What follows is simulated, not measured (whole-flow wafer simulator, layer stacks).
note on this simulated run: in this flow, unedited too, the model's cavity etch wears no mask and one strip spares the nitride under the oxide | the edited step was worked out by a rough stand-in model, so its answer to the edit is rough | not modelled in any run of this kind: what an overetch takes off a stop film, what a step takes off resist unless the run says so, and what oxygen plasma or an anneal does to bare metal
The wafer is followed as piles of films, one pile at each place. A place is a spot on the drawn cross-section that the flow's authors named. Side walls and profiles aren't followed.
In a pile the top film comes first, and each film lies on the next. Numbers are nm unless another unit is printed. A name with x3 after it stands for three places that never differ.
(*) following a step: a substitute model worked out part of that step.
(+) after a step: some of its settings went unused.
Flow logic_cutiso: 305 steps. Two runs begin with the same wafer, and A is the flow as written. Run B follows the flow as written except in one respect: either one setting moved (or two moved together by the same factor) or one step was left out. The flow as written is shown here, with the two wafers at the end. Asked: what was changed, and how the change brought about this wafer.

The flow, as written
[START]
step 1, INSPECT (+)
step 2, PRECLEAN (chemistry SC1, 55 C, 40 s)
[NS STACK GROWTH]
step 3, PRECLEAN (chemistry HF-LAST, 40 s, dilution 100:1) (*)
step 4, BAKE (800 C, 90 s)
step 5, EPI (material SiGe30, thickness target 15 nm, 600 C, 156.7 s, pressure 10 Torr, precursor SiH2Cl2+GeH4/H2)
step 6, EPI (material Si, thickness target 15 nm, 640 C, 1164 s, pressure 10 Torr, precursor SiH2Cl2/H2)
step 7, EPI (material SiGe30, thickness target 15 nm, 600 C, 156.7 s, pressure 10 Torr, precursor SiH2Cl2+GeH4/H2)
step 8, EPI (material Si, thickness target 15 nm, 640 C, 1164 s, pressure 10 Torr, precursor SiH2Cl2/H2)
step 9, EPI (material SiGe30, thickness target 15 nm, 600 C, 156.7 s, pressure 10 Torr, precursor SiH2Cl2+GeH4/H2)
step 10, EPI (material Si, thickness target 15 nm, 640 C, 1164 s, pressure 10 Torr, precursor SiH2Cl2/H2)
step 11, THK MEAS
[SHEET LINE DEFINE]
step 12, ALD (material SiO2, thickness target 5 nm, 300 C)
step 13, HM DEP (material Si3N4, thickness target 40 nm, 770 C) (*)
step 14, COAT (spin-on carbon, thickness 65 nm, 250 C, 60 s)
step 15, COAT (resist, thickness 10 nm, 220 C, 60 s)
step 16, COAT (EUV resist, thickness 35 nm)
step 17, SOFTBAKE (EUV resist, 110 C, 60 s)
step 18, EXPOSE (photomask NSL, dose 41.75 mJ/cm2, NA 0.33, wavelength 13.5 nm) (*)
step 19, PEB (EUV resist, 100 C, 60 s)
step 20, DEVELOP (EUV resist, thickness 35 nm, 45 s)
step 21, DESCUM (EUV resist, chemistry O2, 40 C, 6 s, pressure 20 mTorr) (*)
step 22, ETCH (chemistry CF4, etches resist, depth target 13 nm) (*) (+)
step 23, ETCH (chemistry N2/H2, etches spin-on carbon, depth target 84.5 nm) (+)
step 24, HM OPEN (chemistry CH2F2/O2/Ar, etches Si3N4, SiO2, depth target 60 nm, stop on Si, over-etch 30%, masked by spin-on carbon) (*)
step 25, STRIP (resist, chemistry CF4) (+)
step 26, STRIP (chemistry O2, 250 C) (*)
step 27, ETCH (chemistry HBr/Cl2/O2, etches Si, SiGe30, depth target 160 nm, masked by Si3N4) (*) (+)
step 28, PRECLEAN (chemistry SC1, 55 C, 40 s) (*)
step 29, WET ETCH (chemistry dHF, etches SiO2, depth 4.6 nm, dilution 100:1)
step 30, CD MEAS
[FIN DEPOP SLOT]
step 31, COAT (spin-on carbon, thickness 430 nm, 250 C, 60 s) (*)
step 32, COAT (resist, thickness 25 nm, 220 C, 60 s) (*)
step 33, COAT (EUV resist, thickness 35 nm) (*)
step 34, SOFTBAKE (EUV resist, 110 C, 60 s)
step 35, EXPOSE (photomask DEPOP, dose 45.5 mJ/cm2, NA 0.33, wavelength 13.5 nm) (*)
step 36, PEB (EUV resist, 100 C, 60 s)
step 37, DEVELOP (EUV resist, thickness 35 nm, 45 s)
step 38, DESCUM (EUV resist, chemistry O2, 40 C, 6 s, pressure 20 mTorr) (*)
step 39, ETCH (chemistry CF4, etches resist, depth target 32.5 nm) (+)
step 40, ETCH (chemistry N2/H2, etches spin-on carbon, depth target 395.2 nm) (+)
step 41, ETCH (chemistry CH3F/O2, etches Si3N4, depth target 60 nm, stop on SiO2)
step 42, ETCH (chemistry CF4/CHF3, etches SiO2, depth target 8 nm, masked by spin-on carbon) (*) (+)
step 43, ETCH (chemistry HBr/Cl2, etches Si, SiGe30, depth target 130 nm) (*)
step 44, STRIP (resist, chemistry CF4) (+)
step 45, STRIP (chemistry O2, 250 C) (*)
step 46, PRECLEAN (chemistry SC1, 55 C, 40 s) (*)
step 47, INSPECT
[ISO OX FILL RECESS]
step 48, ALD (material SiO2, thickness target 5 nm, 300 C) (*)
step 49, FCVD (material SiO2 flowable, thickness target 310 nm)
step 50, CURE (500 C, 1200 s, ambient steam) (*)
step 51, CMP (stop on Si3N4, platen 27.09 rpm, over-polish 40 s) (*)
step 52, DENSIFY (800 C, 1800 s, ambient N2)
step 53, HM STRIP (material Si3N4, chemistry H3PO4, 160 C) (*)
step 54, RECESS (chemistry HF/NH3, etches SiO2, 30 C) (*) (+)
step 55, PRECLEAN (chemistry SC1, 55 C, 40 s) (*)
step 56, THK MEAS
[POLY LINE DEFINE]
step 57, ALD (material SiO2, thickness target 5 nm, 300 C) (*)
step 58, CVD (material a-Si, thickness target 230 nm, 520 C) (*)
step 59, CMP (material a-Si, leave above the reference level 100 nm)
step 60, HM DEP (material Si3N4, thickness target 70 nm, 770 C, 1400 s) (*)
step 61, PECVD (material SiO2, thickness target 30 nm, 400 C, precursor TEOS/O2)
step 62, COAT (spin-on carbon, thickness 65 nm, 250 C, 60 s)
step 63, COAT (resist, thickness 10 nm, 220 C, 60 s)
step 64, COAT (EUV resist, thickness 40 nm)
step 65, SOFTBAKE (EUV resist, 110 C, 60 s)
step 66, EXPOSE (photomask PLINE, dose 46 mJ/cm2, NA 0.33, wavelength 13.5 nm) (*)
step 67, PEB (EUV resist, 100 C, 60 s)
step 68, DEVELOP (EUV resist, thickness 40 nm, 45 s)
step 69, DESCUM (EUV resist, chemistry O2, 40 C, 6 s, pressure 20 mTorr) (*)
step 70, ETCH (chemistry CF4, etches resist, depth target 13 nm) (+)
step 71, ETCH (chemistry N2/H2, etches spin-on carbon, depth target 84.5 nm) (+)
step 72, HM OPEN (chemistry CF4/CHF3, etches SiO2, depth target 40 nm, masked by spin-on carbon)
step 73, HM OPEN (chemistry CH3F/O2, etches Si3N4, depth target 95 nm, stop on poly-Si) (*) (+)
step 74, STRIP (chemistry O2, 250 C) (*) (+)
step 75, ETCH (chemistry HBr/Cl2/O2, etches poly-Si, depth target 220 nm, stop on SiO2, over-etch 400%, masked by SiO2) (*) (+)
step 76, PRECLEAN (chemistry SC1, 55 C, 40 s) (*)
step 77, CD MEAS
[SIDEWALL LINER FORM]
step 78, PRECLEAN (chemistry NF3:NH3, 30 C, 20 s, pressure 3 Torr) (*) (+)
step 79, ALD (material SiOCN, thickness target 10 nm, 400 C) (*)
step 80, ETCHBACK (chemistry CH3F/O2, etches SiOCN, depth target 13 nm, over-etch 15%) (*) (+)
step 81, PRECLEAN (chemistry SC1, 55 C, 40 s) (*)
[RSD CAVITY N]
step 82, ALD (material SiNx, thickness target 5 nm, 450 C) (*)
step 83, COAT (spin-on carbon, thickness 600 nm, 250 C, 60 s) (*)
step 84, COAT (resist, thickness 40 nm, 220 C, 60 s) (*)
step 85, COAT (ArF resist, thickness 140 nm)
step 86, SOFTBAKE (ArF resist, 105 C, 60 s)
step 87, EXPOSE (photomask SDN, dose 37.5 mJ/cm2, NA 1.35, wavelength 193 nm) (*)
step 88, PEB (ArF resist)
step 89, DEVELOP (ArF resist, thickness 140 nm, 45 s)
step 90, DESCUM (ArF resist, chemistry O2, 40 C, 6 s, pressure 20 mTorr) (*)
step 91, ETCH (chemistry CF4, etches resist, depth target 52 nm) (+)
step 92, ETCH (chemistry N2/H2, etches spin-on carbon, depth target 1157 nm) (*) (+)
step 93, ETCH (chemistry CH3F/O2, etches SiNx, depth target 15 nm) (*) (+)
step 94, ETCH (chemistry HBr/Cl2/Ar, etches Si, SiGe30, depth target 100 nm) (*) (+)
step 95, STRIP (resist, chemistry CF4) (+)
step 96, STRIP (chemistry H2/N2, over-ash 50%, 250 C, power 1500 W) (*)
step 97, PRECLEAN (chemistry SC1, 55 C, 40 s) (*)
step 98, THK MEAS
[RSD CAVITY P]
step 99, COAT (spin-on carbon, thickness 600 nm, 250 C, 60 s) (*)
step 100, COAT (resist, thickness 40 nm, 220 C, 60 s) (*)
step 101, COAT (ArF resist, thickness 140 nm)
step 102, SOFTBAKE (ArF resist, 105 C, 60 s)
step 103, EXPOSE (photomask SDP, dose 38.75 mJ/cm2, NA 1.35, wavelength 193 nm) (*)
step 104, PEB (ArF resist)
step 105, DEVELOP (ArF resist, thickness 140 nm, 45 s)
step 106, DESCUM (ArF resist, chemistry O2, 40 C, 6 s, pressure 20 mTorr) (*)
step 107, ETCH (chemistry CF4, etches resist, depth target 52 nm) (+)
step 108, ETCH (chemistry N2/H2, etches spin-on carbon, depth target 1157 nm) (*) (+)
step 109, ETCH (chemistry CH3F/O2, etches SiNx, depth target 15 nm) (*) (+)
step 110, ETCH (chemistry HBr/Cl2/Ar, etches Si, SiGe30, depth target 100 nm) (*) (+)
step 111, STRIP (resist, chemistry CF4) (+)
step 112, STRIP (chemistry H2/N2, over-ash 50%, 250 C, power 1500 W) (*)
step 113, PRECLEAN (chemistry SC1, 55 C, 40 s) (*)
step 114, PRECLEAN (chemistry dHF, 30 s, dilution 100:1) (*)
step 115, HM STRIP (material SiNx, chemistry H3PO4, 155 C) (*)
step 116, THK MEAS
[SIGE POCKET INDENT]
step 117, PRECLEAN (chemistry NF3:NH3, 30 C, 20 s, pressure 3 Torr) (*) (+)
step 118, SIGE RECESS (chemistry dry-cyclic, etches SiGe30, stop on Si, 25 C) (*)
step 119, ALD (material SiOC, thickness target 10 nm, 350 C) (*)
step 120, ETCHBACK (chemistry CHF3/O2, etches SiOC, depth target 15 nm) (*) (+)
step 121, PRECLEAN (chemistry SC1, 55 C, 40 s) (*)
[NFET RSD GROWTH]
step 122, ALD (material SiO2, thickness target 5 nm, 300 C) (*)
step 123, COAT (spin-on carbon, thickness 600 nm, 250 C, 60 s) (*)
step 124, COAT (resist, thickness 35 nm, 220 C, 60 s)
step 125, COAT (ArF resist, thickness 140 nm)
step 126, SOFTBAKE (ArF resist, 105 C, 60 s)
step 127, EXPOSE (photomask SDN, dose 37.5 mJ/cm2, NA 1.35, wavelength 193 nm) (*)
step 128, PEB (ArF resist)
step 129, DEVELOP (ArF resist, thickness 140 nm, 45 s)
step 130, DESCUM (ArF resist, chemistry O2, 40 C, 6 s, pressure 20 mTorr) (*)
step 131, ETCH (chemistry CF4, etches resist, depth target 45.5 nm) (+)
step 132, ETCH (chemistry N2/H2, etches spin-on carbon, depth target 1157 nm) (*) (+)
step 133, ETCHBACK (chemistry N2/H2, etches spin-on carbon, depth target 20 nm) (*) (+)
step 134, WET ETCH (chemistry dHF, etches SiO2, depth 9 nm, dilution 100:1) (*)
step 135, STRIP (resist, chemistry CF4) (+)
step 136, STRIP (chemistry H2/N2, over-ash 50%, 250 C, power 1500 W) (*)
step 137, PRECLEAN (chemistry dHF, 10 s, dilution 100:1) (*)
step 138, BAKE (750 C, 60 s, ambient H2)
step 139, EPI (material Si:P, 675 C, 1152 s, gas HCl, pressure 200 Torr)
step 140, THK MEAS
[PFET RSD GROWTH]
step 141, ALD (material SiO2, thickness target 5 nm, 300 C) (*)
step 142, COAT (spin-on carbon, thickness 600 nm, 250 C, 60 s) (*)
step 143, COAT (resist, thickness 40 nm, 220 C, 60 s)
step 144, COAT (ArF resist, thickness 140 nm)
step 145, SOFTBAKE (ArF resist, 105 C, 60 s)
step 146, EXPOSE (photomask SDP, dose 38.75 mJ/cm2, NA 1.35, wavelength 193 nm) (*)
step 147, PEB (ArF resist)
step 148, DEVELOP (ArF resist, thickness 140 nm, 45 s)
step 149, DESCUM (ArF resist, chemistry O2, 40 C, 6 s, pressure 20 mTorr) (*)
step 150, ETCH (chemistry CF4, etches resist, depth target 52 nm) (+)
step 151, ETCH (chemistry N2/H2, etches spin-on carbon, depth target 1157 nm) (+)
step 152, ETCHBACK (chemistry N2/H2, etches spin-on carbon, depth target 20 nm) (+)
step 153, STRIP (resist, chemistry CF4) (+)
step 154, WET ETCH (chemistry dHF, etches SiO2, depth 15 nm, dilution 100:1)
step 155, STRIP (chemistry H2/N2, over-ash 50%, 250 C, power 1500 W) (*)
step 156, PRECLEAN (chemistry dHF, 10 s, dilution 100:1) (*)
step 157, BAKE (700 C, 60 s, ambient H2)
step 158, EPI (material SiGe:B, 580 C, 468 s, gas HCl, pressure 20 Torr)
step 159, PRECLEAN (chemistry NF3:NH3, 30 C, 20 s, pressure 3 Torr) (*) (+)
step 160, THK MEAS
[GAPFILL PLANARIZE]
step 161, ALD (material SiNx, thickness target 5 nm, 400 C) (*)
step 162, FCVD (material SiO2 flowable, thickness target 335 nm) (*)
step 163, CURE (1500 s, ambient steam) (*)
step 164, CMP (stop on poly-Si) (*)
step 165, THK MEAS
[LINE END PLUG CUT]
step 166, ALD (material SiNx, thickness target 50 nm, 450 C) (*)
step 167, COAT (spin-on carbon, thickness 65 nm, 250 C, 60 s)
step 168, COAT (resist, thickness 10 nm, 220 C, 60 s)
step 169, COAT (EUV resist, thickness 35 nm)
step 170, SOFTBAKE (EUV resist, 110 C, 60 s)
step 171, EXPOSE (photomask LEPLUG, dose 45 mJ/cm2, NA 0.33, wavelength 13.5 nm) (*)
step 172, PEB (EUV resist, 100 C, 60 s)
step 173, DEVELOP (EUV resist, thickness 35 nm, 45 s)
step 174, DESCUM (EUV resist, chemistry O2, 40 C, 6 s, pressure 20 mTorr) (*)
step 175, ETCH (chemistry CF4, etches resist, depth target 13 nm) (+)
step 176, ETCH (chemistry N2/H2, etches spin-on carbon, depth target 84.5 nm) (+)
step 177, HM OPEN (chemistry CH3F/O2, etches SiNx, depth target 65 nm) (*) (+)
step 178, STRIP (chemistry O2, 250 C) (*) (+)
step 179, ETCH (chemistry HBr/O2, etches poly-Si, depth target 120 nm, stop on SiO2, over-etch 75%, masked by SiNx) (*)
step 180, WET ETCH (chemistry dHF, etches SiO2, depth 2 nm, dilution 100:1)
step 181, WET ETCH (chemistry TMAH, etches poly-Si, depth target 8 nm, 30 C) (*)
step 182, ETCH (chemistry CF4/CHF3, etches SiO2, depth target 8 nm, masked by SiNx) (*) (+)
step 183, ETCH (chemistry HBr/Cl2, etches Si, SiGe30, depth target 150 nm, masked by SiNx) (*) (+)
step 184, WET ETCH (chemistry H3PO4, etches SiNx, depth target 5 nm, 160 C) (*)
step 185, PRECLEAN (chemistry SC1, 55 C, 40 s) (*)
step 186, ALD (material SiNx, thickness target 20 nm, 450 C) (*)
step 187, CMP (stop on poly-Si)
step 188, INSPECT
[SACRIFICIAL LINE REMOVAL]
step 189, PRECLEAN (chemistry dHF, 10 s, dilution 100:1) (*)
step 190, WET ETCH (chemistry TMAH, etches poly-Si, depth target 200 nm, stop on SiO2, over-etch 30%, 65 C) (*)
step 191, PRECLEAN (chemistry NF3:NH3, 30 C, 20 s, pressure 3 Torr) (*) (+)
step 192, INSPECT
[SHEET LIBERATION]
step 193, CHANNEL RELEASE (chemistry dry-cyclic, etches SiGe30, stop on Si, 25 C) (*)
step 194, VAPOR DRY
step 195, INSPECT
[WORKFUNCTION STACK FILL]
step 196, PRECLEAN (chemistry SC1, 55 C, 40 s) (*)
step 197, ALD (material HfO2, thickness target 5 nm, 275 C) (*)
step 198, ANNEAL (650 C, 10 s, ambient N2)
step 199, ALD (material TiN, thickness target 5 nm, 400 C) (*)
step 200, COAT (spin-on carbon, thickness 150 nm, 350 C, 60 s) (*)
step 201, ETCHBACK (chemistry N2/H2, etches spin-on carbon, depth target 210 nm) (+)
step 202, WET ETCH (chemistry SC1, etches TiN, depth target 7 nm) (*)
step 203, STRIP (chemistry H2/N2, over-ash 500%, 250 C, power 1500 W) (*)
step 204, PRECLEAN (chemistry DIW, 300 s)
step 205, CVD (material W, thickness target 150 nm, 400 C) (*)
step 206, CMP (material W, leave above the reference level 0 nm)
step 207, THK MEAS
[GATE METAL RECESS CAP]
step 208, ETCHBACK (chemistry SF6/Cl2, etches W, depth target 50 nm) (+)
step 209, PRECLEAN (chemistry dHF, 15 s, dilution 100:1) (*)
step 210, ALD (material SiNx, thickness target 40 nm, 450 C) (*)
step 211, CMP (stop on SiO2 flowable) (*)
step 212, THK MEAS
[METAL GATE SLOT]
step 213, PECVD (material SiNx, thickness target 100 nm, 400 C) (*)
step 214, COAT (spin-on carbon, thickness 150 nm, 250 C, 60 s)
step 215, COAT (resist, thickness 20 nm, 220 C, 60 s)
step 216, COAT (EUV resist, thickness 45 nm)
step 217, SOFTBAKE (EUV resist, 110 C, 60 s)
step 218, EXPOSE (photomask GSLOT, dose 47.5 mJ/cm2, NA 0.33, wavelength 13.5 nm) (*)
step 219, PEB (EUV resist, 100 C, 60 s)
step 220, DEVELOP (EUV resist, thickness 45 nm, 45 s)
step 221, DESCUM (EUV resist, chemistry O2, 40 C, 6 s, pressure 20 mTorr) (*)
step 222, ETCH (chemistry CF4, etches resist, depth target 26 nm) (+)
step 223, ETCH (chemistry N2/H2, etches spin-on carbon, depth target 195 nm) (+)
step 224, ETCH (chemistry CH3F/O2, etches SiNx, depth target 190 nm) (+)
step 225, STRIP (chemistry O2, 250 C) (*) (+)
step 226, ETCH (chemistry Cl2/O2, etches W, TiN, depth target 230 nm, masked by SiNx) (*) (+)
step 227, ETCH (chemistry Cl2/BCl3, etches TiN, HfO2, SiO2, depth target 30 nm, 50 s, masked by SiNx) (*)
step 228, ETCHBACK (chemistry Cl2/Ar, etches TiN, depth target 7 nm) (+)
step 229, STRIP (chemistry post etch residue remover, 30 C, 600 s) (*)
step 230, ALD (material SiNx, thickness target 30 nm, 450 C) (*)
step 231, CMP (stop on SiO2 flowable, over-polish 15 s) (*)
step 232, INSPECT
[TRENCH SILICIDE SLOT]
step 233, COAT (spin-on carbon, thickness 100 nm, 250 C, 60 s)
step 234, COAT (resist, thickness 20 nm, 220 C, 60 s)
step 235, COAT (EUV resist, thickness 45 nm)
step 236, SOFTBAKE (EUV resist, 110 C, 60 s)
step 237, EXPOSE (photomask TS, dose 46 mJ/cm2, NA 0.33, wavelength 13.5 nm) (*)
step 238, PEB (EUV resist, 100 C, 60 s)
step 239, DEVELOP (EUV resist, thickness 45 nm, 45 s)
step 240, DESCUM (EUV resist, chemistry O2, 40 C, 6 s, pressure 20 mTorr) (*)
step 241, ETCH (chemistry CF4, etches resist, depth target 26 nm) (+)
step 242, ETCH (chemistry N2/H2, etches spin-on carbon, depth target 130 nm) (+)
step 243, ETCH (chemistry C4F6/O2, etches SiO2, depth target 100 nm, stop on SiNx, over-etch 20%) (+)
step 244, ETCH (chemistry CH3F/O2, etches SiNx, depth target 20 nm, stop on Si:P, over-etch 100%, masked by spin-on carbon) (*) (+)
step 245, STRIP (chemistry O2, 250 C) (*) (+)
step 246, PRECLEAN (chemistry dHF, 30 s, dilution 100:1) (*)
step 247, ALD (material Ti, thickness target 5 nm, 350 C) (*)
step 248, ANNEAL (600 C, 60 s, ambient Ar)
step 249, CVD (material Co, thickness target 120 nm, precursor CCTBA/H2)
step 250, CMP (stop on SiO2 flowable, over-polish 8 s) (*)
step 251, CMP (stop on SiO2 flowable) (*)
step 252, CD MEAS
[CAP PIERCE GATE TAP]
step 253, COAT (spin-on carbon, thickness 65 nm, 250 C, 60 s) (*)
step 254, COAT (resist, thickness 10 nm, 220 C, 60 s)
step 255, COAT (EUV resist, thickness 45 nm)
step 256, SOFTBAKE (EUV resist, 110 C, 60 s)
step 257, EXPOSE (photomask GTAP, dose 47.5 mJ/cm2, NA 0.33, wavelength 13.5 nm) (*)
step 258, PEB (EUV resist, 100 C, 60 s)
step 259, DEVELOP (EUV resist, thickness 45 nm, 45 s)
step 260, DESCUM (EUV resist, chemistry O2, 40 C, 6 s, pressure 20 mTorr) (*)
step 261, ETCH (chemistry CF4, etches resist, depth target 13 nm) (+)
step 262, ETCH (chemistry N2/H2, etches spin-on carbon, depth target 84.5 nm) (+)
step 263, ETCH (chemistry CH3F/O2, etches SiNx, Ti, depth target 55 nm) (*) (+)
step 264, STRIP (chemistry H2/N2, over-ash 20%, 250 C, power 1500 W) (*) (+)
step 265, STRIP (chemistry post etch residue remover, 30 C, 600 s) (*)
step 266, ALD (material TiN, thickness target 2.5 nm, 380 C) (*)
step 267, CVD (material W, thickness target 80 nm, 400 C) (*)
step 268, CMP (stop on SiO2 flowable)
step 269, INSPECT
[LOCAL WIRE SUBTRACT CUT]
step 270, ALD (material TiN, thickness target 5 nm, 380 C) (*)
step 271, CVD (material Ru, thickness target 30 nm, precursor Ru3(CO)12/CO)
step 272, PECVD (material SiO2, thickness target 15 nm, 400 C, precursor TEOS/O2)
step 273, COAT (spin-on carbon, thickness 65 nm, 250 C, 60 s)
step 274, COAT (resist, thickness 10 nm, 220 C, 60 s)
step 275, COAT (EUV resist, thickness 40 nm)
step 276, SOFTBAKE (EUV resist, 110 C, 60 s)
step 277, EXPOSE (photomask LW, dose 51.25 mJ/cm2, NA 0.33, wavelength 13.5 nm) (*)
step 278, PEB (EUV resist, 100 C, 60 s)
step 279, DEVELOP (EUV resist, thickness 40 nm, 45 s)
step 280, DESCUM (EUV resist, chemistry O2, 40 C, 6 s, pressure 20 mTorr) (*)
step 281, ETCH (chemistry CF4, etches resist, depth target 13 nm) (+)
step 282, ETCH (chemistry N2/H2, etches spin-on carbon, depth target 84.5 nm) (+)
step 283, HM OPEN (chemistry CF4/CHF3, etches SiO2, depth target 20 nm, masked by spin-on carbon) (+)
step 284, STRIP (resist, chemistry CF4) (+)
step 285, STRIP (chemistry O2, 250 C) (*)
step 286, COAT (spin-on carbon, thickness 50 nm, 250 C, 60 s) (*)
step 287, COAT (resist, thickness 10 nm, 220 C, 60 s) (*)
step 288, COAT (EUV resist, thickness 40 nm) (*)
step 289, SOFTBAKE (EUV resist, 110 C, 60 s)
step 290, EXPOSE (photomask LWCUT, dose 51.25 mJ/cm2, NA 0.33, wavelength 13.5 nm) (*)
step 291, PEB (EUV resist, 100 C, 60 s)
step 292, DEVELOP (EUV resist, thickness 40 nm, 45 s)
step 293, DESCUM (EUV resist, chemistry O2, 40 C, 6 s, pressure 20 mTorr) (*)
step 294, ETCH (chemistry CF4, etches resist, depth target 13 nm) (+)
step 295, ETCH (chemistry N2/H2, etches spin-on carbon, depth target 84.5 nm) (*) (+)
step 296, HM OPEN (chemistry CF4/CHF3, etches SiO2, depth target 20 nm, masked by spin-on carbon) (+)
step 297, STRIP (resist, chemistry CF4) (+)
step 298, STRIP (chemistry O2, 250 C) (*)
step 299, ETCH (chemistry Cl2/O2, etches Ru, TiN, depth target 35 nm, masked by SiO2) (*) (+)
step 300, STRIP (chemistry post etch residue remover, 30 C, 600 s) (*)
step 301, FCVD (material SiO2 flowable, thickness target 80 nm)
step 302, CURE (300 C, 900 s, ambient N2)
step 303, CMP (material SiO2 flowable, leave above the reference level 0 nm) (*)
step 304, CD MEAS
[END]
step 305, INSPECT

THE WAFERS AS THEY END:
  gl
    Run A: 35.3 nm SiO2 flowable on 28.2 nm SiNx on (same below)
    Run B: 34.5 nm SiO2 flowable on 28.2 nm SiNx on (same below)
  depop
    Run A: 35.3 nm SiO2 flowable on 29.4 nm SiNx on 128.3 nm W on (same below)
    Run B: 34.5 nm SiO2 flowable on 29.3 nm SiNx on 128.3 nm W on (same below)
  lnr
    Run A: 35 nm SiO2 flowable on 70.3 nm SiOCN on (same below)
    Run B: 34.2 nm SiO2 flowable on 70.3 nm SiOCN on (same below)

Cause: step 270, ALD: thickness target 4.2 nm was run, though the flow has thickness target 5 nm.

Step by step, how the change led to this:
  step 270, ALD (material TiN, thickness target 5 nm, 380 C) (*)
      depop, dpovl, gfld and 19 more: A +5 TiN (new film) | B +4.2 TiN (new film)
  step 299, ETCH (chemistry Cl2/O2, etches Ru, TiN, depth target 35 nm, masked by SiO2) (*) (+)
      gl, glp, gxf, gxn, gxp: A -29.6 Ru (all of it), -5 TiN (all of it) | B -29.6 Ru (all of it), -4.2 TiN (all of it), -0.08 SiNx
      iso: A -29.6 Ru (all of it), -5 TiN (all of it) | B -29.6 Ru (all of it), -4.2 TiN (all of it), -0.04 SiO2 flowable
      (as well as at 12 more places)
